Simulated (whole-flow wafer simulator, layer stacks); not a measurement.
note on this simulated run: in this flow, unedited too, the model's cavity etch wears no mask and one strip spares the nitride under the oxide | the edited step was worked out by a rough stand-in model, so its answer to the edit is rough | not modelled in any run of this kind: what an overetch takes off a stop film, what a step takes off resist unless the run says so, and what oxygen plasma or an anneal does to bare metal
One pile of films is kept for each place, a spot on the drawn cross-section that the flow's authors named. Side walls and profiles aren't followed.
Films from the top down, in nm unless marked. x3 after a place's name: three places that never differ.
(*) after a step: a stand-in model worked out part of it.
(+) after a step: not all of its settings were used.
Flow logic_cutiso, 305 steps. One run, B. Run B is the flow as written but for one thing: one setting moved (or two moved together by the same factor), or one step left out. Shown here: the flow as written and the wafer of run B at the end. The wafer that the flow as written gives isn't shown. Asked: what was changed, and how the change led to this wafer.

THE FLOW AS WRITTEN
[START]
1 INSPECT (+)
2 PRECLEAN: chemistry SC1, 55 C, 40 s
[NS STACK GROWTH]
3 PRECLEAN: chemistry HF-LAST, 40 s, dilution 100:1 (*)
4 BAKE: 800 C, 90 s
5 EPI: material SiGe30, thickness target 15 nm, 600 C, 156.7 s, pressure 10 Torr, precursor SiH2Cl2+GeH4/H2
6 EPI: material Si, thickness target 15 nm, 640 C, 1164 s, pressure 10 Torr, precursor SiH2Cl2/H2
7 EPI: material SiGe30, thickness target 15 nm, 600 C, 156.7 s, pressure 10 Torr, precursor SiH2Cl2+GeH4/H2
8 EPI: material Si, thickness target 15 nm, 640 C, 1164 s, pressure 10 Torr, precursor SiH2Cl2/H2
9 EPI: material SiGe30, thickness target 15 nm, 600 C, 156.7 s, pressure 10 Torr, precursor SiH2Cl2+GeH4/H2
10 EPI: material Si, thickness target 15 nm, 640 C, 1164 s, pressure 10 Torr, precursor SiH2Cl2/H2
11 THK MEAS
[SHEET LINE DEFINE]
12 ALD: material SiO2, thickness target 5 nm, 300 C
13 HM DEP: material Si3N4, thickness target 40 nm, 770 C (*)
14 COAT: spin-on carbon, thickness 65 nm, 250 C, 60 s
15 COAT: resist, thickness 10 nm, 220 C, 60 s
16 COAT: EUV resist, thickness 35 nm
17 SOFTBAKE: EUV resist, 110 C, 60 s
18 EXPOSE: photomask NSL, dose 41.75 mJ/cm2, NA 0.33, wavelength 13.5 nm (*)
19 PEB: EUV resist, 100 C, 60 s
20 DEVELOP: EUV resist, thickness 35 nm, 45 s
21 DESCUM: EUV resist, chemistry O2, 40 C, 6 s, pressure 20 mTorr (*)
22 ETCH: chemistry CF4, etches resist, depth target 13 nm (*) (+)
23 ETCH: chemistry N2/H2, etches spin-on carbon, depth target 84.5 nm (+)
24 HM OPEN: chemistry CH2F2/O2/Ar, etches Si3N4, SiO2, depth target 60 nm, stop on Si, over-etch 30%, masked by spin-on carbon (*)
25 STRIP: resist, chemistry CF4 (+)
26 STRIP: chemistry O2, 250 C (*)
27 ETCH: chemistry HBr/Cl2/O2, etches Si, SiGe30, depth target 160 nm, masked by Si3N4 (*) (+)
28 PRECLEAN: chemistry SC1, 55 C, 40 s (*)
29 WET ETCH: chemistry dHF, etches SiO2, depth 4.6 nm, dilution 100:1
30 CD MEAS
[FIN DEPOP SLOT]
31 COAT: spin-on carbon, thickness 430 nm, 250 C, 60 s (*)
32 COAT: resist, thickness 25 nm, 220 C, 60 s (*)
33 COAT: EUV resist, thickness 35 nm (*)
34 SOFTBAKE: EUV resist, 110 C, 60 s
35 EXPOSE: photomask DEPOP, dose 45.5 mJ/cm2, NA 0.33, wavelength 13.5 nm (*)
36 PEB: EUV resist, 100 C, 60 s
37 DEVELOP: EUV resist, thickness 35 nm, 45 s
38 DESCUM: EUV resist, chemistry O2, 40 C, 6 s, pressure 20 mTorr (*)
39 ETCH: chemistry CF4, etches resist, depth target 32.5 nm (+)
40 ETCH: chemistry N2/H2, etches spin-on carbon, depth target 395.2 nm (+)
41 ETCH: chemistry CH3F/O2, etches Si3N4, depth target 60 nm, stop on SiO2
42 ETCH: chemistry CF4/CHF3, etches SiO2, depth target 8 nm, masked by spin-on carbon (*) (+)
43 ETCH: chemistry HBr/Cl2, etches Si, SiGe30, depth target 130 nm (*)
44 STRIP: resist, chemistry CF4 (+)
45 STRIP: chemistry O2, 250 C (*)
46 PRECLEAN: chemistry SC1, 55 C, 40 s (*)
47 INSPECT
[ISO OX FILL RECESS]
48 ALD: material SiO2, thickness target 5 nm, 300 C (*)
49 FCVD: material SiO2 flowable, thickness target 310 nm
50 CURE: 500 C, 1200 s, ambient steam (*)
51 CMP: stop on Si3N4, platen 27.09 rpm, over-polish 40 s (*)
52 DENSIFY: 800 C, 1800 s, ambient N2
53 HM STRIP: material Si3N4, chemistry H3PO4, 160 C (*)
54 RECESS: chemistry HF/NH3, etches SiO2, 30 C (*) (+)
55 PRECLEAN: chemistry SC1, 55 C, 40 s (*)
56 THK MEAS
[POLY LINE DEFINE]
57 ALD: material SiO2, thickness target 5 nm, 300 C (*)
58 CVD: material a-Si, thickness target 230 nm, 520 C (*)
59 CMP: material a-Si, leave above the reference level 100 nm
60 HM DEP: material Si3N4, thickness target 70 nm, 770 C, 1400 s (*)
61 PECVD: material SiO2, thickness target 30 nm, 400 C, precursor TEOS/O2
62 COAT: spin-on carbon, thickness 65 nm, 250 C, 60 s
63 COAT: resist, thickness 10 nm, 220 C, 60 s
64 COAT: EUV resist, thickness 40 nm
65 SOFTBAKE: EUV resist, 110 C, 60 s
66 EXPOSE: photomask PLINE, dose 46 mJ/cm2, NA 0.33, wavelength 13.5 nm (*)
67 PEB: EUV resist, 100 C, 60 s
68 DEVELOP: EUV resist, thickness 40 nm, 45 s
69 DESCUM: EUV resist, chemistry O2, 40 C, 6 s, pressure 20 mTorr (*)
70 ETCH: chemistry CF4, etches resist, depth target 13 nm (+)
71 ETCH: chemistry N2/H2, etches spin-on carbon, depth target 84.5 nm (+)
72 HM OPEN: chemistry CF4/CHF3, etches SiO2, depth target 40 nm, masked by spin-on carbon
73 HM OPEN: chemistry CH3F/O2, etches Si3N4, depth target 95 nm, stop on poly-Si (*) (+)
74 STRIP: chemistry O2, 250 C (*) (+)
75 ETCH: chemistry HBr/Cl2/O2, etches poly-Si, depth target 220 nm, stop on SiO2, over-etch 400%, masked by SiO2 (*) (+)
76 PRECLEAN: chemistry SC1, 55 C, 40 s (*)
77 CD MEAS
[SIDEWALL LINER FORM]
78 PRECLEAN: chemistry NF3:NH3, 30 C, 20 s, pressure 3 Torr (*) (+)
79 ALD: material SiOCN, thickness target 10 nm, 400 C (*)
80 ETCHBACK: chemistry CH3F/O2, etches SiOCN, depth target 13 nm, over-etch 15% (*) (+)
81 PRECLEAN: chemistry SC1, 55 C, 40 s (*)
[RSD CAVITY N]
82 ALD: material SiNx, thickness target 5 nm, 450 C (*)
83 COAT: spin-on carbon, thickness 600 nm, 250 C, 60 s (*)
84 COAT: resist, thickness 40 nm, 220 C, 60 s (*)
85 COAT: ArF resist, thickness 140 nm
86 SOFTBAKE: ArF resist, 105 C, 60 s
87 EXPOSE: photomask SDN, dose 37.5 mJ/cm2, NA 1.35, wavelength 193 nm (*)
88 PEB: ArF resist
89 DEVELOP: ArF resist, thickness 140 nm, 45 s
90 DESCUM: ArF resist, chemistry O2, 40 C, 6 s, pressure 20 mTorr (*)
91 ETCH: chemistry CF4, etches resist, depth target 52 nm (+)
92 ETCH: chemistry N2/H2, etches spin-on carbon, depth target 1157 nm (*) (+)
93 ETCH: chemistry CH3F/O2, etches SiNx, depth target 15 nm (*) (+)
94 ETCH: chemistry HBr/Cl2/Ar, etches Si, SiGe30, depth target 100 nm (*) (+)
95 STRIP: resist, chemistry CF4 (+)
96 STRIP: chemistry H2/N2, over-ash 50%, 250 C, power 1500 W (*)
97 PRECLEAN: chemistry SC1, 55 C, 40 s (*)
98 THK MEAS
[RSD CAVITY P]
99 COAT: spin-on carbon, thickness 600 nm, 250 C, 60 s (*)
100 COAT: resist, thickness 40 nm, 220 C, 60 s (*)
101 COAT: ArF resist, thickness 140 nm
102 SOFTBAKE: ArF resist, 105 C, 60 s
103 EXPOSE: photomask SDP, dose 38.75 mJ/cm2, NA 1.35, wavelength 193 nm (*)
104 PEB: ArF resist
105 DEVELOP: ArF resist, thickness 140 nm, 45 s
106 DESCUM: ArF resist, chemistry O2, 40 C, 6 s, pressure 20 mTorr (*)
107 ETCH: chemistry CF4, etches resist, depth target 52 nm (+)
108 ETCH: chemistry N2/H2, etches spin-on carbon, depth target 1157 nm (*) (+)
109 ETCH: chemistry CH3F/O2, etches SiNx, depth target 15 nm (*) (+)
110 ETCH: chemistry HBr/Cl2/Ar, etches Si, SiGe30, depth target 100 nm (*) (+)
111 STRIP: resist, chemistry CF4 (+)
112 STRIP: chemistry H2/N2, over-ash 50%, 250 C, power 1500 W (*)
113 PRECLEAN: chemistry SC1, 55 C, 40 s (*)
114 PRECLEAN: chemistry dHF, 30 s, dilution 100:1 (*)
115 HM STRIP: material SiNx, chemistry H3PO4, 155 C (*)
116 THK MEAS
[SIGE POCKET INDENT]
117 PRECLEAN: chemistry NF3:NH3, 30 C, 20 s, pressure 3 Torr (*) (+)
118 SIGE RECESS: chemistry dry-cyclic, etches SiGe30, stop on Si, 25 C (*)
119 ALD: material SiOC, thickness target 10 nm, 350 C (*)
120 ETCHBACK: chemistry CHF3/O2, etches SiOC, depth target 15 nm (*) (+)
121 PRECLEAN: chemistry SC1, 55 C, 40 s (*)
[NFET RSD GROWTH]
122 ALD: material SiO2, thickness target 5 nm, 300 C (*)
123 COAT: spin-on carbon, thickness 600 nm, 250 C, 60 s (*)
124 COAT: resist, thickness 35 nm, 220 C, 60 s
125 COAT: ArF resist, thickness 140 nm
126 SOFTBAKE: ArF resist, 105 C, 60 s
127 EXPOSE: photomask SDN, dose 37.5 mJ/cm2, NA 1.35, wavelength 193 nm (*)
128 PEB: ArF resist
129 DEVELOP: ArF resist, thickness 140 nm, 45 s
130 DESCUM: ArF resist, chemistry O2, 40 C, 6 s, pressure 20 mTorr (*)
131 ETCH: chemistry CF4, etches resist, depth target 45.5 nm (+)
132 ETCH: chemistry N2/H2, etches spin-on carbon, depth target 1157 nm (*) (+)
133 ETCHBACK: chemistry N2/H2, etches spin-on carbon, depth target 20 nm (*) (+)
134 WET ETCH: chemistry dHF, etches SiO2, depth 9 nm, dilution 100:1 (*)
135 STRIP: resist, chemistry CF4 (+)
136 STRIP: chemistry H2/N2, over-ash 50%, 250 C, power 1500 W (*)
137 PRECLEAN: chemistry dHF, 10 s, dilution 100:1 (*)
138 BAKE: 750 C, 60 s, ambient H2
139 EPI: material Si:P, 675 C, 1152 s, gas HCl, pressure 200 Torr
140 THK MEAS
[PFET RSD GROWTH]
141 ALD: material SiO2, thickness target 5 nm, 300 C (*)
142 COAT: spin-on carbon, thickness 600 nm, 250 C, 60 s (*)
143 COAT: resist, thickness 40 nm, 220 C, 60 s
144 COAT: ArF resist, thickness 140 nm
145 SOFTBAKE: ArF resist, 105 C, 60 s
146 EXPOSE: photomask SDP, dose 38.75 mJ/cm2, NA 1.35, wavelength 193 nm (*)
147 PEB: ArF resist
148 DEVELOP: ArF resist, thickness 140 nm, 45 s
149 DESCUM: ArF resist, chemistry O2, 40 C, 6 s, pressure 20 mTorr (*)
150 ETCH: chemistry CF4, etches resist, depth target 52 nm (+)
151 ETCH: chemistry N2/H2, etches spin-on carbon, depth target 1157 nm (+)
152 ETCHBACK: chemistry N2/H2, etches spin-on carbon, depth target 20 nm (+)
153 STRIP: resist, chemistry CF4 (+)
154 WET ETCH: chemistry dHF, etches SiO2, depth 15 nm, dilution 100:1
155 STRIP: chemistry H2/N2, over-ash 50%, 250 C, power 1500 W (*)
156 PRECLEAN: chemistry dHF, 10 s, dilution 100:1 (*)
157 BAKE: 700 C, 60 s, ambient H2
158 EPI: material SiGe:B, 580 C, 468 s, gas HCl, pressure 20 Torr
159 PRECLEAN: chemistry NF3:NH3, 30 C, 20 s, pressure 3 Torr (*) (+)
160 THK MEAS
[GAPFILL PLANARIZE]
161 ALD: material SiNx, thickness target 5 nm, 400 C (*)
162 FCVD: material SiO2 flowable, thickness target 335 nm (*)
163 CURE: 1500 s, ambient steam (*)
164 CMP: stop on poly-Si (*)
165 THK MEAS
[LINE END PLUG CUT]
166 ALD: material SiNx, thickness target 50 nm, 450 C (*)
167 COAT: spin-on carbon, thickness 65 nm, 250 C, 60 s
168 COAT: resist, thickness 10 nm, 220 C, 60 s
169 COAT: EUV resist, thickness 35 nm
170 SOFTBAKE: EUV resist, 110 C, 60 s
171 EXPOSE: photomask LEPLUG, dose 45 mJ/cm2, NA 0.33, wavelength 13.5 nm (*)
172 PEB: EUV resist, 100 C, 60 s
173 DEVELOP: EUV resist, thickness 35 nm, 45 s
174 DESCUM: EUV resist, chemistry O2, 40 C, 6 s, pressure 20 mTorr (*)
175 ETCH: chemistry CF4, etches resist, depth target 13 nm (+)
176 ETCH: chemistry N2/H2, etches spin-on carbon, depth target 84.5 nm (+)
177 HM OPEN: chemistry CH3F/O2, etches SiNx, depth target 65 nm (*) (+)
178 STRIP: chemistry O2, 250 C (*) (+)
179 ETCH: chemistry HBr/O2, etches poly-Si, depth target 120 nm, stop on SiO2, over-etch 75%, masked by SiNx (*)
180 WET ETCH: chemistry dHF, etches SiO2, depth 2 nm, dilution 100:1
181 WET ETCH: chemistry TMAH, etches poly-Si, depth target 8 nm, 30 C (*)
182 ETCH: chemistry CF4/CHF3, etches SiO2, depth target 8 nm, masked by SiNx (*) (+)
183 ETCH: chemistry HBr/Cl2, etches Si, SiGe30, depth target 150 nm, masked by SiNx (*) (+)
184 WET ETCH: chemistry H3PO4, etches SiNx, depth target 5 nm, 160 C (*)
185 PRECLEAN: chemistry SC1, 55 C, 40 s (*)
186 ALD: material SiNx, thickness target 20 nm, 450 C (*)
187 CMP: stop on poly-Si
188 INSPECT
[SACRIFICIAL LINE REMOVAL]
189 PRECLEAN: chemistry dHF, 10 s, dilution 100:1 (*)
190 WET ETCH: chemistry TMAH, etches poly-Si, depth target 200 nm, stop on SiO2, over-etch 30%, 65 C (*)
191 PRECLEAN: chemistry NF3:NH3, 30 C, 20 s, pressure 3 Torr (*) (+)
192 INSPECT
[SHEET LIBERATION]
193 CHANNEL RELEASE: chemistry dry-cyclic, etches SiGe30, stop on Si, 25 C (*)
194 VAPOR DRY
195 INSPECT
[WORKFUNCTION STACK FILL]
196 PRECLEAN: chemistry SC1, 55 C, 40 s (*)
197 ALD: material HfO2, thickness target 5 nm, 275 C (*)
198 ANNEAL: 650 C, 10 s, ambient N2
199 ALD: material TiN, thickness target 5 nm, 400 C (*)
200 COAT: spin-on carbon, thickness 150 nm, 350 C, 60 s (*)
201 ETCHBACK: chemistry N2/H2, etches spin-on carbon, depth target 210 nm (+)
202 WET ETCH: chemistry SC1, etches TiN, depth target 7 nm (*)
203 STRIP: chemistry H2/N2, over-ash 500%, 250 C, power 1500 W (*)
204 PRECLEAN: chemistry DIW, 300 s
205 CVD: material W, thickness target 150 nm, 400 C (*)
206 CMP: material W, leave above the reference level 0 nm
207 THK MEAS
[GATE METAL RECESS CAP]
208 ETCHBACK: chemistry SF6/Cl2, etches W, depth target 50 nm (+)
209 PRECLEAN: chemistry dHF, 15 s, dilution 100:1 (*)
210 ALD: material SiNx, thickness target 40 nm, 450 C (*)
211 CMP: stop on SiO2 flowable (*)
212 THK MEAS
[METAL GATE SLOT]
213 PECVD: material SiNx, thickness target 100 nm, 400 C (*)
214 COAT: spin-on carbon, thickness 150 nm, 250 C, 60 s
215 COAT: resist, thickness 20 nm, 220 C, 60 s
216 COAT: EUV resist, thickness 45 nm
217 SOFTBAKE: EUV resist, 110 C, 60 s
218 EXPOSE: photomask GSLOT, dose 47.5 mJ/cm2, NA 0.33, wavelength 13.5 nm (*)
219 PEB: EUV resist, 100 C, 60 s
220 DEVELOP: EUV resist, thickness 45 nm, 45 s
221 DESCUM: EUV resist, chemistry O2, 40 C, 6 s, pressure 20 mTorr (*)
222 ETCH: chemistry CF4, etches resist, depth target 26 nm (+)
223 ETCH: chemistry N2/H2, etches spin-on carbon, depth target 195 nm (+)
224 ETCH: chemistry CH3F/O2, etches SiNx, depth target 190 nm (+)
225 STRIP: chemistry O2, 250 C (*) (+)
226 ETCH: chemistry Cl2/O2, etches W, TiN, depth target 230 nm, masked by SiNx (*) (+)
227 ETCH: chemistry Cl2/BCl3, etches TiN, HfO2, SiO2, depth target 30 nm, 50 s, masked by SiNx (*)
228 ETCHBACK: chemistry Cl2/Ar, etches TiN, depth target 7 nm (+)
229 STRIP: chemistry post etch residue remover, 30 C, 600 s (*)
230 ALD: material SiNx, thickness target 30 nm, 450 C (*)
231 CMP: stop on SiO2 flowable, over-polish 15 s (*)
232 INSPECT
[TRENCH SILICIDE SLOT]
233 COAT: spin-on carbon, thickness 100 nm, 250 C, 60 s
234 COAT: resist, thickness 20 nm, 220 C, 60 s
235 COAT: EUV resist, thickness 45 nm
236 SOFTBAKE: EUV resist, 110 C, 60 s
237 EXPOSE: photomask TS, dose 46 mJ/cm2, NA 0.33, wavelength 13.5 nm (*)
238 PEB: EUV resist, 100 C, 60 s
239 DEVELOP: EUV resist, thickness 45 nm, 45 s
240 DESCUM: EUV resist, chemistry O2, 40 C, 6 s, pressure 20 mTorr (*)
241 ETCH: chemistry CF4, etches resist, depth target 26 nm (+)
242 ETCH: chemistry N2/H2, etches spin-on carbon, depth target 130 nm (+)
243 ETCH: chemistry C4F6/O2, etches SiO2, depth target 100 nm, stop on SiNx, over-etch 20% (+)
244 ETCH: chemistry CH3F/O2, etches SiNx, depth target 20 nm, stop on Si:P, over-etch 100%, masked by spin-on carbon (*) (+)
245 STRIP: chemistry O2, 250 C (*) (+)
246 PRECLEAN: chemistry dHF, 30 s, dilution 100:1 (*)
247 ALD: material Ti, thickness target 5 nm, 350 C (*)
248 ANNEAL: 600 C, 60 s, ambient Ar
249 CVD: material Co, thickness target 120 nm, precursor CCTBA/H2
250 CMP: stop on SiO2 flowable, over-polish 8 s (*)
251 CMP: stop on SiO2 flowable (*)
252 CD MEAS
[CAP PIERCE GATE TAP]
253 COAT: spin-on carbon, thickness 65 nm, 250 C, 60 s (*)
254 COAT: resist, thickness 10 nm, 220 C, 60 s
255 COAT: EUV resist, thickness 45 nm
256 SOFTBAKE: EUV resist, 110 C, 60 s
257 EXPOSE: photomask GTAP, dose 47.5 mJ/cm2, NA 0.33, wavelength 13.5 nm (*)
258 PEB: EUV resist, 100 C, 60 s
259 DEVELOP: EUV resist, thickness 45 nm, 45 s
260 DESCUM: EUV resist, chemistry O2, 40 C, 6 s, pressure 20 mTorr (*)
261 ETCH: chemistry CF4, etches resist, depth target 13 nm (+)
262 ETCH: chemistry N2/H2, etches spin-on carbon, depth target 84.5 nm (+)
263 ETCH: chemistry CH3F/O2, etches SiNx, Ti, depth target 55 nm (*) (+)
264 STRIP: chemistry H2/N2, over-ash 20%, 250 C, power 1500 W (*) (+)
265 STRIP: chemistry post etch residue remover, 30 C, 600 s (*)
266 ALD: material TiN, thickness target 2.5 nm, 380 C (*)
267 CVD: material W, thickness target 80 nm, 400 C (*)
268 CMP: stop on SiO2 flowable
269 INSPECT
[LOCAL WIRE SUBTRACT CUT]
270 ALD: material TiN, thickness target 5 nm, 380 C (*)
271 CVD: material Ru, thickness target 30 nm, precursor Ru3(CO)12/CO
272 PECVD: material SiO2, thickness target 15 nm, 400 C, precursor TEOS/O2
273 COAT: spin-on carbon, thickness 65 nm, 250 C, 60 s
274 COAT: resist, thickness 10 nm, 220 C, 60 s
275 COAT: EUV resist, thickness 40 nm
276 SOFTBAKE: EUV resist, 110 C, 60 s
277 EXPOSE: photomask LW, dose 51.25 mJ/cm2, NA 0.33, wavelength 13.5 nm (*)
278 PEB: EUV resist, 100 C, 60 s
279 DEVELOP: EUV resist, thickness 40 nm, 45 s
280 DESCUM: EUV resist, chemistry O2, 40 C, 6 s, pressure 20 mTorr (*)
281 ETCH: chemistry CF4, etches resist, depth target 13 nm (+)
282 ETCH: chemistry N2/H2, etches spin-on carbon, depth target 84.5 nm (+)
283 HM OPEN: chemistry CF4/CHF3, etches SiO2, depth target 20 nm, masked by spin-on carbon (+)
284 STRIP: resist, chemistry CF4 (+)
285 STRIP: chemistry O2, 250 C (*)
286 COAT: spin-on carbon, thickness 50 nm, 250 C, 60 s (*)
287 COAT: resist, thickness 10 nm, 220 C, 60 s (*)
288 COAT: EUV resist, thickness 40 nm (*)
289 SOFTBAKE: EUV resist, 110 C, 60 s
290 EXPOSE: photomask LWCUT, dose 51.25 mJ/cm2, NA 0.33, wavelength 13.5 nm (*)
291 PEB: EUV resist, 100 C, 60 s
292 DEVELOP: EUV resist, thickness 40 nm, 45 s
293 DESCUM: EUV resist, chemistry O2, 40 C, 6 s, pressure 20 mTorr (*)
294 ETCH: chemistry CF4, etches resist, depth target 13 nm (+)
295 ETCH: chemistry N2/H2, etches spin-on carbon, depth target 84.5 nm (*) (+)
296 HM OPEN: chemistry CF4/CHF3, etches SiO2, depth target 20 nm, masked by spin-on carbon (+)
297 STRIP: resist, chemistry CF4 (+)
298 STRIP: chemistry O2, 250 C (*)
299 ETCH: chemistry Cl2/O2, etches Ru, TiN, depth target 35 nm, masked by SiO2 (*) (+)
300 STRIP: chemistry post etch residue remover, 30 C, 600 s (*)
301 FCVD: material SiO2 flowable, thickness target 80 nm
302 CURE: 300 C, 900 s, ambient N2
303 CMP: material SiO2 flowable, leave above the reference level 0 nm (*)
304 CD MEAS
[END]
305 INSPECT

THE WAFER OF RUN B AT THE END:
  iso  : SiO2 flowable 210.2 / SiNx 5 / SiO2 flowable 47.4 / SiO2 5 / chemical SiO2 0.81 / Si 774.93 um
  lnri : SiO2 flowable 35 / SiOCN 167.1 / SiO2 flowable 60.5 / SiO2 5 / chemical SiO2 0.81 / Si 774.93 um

The cause: step 119, ALD: thickness target 5.5 nm was run, where the flow has thickness target 10 nm.

How the change led to this, step by step:
  119 ALD: material SiOC, thickness target 10 nm, 350 C (*)
      depop, dpovl, gfld and 14 more: SiOC +5.5 (new film) (as written it would be: SiOC +10 (new film))
      lnr, lnrp, lnrt: SiOC +5.5 (new film), SiOC +16 (new film), cavity -16 (all of it), SiOC +16 (new film), cavity -16 (all of it), SiOC +16 (new film), cavity -16 (all of it) (as written it would be: SiOC +10 (new film), SiOC +16 (new film), cavity -16 (all of it), SiOC +16 (new film), cavity -16 (all of it), SiOC +16 (new film), cavity -16 (all of it))
      (and at 2 more places)
  120 ETCHBACK: chemistry CHF3/O2, etches SiOC, depth target 15 nm (*) (+)
      depop, dpovl, gfld, gxf, isow, ns, nsgap, plug: SiOC -5.5 (all of it), SiO2 -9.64 (all of it) (as written it would be: SiOC -10 (all of it), SiO2 -5)
      gxn: SiOC -5.5 (all of it), SiO2 -4.21 (all of it), Si3N4 -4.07 (as written it would be: SiOC -11 (all of it), SiO2 -4.21 (all of it))
      (and at 13 more places)
  122 ALD: material SiO2, thickness target 5 nm, 300 C (*)
      depop, dpovl, gfld, gxf, isow, ns, nsgap, plug: SiO2 +5 (new film) (as written it would be: SiO2 +5)
  141 ALD: material SiO2, thickness target 5 nm, 300 C (*)
      gxn: SiO2 +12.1 (new film) (as written it would be: SiO2 +10.1 (new film))
      gxp: SiO2 +5.74 (as written it would be: SiO2 +5)
  153 STRIP: resist, chemistry CF4 (+)
      gxp: SiO2 -3.66 (all of it) (as written it would be: SiO2 -3.06 (all of it))
  159 PRECLEAN: chemistry NF3:NH3, 30 C, 20 s, pressure 3 Torr (*) (+)
      depop, dpovl, gfld, gxf, isow, ns, nsgap, plug: SiO2 -6.96 (all of it) (as written it would be: SiO2 -7.43)
  161 ALD: material SiNx, thickness target 5 nm, 400 C (*)
      gxp: SiNx +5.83 (new film) (as written it would be: SiNx +5 (new film))
  164 CMP: stop on poly-Si (*)
      depop, dpovl, isow, ns, nsgap: SiO2 flowable -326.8 (all of it), SiNx -5 (all of it), Si3N4 -70 (all of it) (as written it would be: SiO2 flowable -326.8 (all of it), SiNx -5 (all of it), SiO2 -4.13 (all of it), Si3N4 -70 (all of it))
      gfld, gxf: SiO2 flowable -254.1 (all of it), SiNx -5 (all of it), Si3N4 -70 (all of it) (as written it would be: SiO2 flowable -251.9 (all of it), SiNx -5 (all of it), SiO2 -4.13 (all of it), Si3N4 -70 (all of it))
      (and at 10 more places)
